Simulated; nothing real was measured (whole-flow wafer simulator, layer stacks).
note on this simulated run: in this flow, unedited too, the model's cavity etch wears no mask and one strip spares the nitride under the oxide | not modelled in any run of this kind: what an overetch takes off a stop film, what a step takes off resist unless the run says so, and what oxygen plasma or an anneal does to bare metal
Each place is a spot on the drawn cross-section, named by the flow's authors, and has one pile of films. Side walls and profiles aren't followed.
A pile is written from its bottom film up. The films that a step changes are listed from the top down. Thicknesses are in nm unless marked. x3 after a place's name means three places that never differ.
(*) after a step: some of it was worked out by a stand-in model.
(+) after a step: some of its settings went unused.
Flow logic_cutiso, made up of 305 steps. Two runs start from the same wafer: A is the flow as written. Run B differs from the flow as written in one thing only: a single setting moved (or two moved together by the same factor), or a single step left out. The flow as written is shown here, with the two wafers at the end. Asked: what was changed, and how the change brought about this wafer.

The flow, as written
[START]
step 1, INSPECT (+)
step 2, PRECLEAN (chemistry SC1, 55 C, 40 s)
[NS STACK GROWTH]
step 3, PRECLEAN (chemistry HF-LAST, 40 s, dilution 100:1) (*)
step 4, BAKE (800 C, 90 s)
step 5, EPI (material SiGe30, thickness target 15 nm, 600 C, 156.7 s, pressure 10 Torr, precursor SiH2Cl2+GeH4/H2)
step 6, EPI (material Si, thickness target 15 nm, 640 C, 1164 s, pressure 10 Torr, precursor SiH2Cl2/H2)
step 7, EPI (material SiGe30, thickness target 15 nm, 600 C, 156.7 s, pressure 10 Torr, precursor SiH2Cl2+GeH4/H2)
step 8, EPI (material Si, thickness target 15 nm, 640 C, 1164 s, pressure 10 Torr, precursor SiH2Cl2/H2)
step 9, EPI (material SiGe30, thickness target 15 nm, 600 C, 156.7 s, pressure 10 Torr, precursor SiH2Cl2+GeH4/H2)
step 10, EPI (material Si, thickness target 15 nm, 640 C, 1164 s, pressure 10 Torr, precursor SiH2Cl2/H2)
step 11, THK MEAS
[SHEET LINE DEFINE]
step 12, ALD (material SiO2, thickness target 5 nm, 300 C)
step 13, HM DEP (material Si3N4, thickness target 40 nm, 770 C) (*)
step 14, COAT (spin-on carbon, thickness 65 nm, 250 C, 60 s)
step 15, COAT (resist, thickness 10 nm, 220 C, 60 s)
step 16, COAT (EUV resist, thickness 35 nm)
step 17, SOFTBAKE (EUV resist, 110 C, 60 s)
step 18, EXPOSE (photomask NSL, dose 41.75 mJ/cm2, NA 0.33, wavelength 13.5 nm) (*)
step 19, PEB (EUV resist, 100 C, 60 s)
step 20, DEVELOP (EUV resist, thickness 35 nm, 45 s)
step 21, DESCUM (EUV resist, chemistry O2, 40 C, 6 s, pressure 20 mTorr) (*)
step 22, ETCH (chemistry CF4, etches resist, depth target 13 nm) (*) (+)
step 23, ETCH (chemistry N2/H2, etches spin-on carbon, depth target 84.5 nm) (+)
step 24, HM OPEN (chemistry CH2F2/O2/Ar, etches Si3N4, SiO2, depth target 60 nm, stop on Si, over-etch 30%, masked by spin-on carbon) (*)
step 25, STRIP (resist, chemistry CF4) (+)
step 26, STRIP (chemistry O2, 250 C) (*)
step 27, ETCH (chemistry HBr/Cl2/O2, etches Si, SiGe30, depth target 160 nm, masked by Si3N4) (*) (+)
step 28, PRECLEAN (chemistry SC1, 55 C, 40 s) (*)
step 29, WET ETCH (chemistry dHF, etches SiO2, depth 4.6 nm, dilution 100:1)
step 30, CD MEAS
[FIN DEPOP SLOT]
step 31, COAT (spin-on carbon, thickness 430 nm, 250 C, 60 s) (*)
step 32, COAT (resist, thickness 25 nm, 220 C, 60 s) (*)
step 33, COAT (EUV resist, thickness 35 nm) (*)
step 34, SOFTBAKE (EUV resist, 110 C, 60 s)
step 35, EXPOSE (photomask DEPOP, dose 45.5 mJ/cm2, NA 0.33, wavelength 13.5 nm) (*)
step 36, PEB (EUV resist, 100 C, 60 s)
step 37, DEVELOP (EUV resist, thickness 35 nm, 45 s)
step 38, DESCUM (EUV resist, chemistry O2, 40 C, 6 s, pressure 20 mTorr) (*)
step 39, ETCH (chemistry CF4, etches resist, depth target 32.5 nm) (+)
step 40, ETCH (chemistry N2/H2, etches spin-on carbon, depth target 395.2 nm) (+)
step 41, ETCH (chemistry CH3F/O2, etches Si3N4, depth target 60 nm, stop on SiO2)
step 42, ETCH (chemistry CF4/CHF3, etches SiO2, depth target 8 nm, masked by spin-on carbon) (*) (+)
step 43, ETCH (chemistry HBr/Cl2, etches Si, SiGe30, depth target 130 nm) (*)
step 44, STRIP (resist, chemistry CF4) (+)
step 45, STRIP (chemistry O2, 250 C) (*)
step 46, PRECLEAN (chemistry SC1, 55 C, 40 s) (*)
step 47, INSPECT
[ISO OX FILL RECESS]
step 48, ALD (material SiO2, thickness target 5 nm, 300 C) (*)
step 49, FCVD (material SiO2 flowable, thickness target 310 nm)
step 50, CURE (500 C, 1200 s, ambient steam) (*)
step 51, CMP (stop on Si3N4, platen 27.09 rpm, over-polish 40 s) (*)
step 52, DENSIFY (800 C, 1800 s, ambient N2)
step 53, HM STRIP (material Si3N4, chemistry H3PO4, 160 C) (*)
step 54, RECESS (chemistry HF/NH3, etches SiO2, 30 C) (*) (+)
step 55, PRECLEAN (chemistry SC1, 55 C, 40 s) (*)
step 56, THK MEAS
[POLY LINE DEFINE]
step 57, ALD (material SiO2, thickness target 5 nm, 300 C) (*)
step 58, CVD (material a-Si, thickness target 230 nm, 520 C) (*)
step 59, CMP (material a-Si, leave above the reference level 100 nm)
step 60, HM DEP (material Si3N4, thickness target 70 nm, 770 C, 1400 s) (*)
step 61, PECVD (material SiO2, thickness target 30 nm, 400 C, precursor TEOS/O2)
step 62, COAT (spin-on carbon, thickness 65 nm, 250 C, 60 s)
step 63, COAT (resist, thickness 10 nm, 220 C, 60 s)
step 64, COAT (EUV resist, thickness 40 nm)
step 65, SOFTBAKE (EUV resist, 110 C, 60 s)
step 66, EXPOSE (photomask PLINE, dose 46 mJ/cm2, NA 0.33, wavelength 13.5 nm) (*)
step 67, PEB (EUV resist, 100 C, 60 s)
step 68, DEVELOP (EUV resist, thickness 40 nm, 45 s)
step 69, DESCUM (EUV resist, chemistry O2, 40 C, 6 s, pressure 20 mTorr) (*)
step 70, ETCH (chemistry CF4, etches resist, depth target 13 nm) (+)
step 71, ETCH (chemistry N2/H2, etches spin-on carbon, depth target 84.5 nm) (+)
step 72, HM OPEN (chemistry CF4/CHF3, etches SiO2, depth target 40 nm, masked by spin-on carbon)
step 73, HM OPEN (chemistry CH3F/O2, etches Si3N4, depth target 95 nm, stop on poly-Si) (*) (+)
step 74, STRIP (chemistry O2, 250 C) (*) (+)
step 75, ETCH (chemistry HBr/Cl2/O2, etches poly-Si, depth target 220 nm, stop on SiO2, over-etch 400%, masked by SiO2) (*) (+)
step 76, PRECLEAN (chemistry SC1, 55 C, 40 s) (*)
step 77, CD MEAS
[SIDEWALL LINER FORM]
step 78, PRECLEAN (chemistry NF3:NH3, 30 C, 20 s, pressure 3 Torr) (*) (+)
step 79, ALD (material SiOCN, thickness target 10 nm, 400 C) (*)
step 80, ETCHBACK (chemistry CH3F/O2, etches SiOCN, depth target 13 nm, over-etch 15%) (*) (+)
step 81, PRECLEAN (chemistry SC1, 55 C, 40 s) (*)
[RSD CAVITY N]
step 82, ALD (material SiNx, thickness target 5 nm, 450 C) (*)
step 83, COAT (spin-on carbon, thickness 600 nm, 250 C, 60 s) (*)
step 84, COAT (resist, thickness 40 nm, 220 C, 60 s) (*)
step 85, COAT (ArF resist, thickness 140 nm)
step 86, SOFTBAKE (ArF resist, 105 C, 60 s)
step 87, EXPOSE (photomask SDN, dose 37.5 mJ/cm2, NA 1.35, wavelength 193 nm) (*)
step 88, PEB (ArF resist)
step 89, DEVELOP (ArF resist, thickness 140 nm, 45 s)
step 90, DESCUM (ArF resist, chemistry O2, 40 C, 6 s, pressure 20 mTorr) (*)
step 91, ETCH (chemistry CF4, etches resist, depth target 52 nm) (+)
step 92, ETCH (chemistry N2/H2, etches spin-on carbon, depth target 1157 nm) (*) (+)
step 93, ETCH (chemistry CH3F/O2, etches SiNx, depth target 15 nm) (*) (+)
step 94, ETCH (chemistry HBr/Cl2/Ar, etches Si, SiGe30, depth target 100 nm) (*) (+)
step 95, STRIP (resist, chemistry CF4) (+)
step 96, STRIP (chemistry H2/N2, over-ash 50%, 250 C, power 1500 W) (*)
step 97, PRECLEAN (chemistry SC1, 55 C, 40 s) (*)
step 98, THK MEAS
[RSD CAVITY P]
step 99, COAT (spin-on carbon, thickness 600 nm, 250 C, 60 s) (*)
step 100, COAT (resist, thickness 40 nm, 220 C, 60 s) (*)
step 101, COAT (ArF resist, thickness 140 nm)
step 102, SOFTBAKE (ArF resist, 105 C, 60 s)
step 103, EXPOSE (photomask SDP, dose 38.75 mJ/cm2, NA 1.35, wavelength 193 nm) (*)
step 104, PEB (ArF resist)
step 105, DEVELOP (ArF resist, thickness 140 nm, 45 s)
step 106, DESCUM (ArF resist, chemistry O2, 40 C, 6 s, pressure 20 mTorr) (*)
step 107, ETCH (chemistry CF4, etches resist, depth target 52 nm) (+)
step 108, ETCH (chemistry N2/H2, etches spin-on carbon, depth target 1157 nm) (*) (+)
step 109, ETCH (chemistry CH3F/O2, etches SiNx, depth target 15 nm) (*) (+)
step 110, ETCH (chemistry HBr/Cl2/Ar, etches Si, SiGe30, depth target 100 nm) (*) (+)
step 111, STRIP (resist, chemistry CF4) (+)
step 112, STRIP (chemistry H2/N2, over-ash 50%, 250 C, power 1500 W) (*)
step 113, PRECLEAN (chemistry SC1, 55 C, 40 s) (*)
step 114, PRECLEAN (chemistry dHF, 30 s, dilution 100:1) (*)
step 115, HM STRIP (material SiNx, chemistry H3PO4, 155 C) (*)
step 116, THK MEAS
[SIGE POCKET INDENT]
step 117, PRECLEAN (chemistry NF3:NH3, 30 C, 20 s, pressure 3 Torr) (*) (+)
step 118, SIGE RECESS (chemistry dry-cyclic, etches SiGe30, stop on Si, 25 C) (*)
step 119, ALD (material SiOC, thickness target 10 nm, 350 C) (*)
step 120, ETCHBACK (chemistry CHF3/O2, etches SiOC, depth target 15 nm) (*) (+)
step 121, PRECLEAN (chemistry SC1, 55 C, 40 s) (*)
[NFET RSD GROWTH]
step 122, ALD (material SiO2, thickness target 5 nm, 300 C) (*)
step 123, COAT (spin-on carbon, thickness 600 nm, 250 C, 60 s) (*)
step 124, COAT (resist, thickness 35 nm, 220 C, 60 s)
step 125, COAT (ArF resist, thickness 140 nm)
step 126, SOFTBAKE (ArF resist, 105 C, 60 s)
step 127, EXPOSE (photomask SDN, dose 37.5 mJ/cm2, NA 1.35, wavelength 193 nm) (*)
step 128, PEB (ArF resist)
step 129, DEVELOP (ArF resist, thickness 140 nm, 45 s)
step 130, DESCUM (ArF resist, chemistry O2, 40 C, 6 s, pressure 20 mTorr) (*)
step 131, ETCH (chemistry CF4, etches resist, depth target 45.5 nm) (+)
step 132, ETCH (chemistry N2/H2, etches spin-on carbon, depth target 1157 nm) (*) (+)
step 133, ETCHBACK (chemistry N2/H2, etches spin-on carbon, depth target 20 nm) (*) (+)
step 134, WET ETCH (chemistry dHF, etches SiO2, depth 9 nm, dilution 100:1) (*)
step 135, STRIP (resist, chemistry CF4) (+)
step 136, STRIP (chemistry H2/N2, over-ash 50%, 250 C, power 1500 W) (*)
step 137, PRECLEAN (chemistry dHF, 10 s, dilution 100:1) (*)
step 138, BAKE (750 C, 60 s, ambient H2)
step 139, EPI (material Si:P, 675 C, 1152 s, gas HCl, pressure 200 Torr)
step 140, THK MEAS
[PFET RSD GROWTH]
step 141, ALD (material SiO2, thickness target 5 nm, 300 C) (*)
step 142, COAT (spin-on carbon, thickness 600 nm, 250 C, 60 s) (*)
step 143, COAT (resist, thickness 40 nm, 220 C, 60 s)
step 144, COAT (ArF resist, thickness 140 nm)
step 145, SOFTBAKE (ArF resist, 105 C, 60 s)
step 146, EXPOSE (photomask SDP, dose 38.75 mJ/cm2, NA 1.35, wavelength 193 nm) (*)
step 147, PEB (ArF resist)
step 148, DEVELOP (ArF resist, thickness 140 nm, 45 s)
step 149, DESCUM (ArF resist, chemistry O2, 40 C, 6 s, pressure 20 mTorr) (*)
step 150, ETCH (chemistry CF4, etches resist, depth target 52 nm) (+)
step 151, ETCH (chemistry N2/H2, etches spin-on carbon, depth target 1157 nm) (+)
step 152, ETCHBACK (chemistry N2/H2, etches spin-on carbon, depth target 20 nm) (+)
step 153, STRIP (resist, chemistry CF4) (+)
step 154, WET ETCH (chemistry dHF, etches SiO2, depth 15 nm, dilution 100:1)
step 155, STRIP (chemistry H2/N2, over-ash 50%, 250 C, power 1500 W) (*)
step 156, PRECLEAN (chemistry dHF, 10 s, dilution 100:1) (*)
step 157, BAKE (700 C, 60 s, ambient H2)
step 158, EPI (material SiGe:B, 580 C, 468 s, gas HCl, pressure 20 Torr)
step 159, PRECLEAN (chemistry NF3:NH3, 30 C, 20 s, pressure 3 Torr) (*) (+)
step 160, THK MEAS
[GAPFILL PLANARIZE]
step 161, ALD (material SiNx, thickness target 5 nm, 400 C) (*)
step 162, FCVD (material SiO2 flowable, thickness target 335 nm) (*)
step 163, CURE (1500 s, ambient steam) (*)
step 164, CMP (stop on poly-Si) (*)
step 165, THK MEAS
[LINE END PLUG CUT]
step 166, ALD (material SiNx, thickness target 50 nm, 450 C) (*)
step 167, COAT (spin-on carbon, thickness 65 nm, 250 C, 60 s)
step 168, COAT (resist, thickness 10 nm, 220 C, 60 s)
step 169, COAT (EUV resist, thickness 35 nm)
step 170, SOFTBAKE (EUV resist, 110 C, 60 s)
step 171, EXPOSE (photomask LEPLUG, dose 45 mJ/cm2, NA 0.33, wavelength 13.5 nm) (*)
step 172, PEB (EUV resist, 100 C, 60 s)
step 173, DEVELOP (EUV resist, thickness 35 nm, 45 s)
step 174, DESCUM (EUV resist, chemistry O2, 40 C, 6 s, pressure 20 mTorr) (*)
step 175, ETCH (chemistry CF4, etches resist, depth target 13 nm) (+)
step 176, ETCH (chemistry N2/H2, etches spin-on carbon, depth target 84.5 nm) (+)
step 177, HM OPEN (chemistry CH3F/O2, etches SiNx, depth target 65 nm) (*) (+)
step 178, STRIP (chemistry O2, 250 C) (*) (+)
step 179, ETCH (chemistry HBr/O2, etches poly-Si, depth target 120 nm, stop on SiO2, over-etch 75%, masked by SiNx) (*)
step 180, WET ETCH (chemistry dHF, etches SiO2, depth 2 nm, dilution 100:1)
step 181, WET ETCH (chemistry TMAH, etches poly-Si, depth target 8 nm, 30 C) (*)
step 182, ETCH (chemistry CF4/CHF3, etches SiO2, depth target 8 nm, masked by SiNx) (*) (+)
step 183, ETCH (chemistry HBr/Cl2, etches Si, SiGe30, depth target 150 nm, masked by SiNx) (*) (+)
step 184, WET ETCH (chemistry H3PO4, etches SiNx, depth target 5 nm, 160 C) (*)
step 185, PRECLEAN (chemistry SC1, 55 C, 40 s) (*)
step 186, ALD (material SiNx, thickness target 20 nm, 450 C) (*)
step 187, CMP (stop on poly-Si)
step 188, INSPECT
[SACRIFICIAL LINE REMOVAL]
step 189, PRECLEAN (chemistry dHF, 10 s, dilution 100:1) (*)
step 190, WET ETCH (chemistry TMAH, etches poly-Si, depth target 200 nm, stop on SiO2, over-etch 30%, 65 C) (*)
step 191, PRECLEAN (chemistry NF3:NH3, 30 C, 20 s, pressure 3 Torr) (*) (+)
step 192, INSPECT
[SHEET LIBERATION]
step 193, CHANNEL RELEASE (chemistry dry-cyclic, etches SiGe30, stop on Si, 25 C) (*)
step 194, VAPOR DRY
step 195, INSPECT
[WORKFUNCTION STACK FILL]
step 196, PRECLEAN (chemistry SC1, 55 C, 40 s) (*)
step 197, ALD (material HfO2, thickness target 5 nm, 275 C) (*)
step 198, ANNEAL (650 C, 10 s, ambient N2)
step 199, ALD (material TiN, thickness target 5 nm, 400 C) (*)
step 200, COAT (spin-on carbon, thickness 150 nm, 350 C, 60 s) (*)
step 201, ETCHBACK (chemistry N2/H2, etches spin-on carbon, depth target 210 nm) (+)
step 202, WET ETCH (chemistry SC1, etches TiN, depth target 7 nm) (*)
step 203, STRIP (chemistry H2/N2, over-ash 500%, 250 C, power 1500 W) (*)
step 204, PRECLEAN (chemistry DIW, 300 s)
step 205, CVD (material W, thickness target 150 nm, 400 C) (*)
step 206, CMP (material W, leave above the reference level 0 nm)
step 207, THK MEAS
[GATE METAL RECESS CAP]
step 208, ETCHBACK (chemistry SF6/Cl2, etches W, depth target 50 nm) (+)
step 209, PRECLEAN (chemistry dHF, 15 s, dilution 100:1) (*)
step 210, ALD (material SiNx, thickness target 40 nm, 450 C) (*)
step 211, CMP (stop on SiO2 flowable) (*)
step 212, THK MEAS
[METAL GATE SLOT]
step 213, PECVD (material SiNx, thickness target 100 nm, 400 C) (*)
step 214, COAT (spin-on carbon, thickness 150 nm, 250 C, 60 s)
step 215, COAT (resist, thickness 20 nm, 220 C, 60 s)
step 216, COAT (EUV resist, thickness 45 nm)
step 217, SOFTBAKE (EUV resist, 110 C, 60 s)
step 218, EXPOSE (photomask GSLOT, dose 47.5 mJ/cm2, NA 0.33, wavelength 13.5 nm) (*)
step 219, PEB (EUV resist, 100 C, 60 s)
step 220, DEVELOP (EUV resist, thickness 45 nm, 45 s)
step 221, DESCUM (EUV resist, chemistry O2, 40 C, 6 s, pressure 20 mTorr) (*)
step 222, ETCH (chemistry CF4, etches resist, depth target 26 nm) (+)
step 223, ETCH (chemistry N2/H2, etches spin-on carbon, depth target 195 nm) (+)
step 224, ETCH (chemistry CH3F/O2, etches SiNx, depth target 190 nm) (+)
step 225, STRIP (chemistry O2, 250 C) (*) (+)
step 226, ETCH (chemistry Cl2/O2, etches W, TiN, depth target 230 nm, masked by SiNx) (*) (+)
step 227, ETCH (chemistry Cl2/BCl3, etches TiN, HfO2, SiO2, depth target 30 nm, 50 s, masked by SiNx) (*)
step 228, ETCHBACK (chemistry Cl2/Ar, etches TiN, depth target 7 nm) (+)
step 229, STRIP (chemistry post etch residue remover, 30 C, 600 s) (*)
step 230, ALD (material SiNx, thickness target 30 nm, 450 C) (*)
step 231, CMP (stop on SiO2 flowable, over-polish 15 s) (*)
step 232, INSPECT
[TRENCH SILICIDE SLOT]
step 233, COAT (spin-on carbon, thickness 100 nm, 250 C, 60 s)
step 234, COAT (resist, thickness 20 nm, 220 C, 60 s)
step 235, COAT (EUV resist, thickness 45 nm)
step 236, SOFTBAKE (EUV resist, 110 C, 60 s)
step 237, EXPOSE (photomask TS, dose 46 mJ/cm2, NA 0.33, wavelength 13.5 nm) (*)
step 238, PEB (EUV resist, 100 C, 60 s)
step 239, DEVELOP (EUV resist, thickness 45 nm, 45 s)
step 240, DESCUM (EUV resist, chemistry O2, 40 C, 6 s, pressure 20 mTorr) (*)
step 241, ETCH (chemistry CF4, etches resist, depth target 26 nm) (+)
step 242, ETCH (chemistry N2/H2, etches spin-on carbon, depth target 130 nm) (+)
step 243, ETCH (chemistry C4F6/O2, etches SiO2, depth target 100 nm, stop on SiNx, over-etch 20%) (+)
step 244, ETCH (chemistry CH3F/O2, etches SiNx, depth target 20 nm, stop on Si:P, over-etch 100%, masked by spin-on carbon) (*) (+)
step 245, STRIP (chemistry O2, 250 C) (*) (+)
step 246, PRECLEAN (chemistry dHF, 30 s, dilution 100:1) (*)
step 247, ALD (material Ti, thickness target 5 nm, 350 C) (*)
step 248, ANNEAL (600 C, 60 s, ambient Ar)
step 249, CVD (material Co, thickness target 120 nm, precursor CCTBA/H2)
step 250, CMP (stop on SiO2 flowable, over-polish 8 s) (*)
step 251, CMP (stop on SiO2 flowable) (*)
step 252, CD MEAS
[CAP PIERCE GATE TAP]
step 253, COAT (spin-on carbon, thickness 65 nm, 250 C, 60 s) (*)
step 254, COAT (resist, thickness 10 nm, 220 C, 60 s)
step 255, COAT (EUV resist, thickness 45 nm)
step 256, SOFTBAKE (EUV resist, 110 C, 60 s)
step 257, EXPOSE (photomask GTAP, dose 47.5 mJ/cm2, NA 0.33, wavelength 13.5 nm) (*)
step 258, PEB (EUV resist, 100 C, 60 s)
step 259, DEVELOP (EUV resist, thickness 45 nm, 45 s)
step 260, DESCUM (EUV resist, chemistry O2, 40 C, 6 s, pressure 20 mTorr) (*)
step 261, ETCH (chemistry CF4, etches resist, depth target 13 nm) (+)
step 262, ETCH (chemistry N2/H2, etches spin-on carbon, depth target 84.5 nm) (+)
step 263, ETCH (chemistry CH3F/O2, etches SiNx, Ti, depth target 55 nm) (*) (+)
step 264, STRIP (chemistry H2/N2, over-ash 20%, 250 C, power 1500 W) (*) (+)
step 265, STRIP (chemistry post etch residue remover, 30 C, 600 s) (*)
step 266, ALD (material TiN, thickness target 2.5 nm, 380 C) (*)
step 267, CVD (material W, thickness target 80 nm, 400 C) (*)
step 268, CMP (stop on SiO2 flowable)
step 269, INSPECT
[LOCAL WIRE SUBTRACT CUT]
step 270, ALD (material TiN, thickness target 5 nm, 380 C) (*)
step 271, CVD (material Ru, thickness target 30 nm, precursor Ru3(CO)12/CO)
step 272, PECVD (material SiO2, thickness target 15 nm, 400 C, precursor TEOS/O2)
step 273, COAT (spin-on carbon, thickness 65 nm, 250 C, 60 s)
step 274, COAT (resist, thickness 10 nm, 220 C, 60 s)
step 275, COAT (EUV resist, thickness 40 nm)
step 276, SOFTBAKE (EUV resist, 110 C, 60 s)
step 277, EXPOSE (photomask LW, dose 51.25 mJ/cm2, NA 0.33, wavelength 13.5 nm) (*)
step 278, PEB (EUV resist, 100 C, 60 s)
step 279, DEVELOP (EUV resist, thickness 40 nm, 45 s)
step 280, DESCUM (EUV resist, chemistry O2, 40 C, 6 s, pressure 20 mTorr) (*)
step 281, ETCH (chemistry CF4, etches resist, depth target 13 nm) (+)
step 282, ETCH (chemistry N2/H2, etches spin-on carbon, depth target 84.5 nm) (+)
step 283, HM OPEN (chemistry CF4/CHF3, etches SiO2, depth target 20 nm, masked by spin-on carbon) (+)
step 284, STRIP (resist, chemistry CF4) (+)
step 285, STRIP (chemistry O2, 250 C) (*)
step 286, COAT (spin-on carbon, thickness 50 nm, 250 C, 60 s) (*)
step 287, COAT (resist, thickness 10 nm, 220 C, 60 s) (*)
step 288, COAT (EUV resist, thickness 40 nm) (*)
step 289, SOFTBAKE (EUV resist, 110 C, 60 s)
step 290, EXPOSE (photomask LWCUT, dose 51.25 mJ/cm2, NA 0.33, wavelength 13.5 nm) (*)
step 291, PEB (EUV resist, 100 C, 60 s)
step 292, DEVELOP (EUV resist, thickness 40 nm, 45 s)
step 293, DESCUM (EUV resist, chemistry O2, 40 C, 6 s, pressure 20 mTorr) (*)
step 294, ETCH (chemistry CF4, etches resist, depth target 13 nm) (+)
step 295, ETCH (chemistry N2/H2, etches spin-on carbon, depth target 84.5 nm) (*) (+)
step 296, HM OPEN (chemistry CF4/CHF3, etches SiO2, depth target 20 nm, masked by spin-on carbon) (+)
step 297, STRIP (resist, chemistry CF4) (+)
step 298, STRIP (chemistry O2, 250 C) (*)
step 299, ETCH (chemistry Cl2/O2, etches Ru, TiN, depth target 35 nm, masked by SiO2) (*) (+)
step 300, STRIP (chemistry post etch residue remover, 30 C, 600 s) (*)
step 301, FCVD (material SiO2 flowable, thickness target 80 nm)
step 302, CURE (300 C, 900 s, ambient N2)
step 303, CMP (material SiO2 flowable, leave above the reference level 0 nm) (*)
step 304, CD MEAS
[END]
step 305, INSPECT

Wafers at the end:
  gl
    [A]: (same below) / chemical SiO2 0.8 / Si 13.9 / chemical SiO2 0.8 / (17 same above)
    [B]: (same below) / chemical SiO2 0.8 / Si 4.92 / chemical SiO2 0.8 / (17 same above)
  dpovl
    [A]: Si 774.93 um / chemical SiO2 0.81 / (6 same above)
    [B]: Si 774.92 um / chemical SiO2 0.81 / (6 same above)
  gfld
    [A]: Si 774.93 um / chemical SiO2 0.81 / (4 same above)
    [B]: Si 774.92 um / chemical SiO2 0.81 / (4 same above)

The reason: step 6, EPI: 465.8 s was run, whereas the flow has 1164 s.

Step by step, how the change led to this:
  step 6, EPI (material Si, thickness target 15 nm, 640 C, 1164 s, pressure 10 Torr, precursor SiH2Cl2/H2)
      depop, dpovl, gfld and 19 more: A Si gains 15 (new film) | B Si gains 6 (new film)
  step 27, ETCH (chemistry HBr/Cl2/O2, etches Si, SiGe30, depth target 160 nm, masked by Si3N4) (*) (+)
      gfld, gxf, iso, lnri: A chemical SiO2 loses 0.79 (all of it), Si loses 11.4 (all of it), SiGe30 loses 15 (all of it), Si loses 15 (all of it), SiGe30 loses 15 (all of it), Si loses 15 (all of it), SiGe30 loses 15 (all of it), Si loses 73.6 | B chemical SiO2 loses 0.79 (all of it), Si loses 11.4 (all of it), SiGe30 loses 15 (all of it), Si loses 15 (all of it), SiGe30 loses 15 (all of it), Si loses 6 (all of it), SiGe30 loses 15 (all of it), Si loses 82.6
      dpovl, nsgap: A chemical SiO2 loses 0.79 (all of it), Si loses 11.8 (all of it), SiGe30 loses 15 (all of it), Si loses 15 (all of it), SiGe30 loses 15 (all of it), Si loses 15 (all of it), SiGe30 loses 15 (all of it), Si loses 73.2 | B chemical SiO2 loses 0.79 (all of it), Si loses 11.8 (all of it), SiGe30 loses 15 (all of it), Si loses 15 (all of it), SiGe30 loses 15 (all of it), Si loses 6 (all of it), SiGe30 loses 15 (all of it), Si loses 82.2
      (also at 1 further place)
  step 43, ETCH (chemistry HBr/Cl2, etches Si, SiGe30, depth target 130 nm) (*)
      depop: A Si loses 14 (all of it), SiGe30 loses 15 (all of it), Si loses 15 (all of it), SiGe30 loses 15 (all of it), Si loses 15 (all of it), SiGe30 loses 15 (all of it), Si loses 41 | B Si loses 14 (all of it), SiGe30 loses 15 (all of it), Si loses 15 (all of it), SiGe30 loses 15 (all of it), Si loses 6 (all of it), SiGe30 loses 15 (all of it), Si loses 50
  step 94, ETCH (chemistry HBr/Cl2/Ar, etches Si, SiGe30, depth target 100 nm) (*) (+)
      rsdn, rsdx: A chemical SiO2 loses 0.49 (all of it), Si loses 12.8 (all of it), SiGe30 loses 15 (all of it), Si loses 15 (all of it), SiGe30 loses 15 (all of it), Si loses 15 (all of it), SiGe30 loses 15 (all of it), Si loses 12.2 | B chemical SiO2 loses 0.49 (all of it), Si loses 12.8 (all of it), SiGe30 loses 15 (all of it), Si loses 15 (all of it), SiGe30 loses 15 (all of it), Si loses 6 (all of it), SiGe30 loses 15 (all of it), Si loses 21.2
  step 110, ETCH (chemistry HBr/Cl2/Ar, etches Si, SiGe30, depth target 100 nm) (*) (+)
      rsdp, rsdw: A chemical SiO2 loses 0.49 (all of it), Si loses 12.8 (all of it), SiGe30 loses 15 (all of it), Si loses 15 (all of it), SiGe30 loses 15 (all of it), Si loses 15 (all of it), SiGe30 loses 15 (all of it), Si loses 12.2 | B chemical SiO2 loses 0.49 (all of it), Si loses 12.8 (all of it), SiGe30 loses 15 (all of it), Si loses 15 (all of it), SiGe30 loses 15 (all of it), Si loses 6 (all of it), SiGe30 loses 15 (all of it), Si loses 21.2
  step 183, ETCH (chemistry HBr/Cl2, etches Si, SiGe30, depth target 150 nm, masked by SiNx) (*) (+)
      plug: A Si loses 13.6 (all of it), SiGe30 loses 15 (all of it), Si loses 15 (all of it), SiGe30 loses 15 (all of it), Si loses 15 (all of it), SiGe30 loses 15 (all of it), Si loses 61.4 | B Si loses 13.6 (all of it), SiGe30 loses 15 (all of it), Si loses 15 (all of it), SiGe30 loses 15 (all of it), Si loses 6 (all of it), SiGe30 loses 15 (all of it), Si loses 70.4
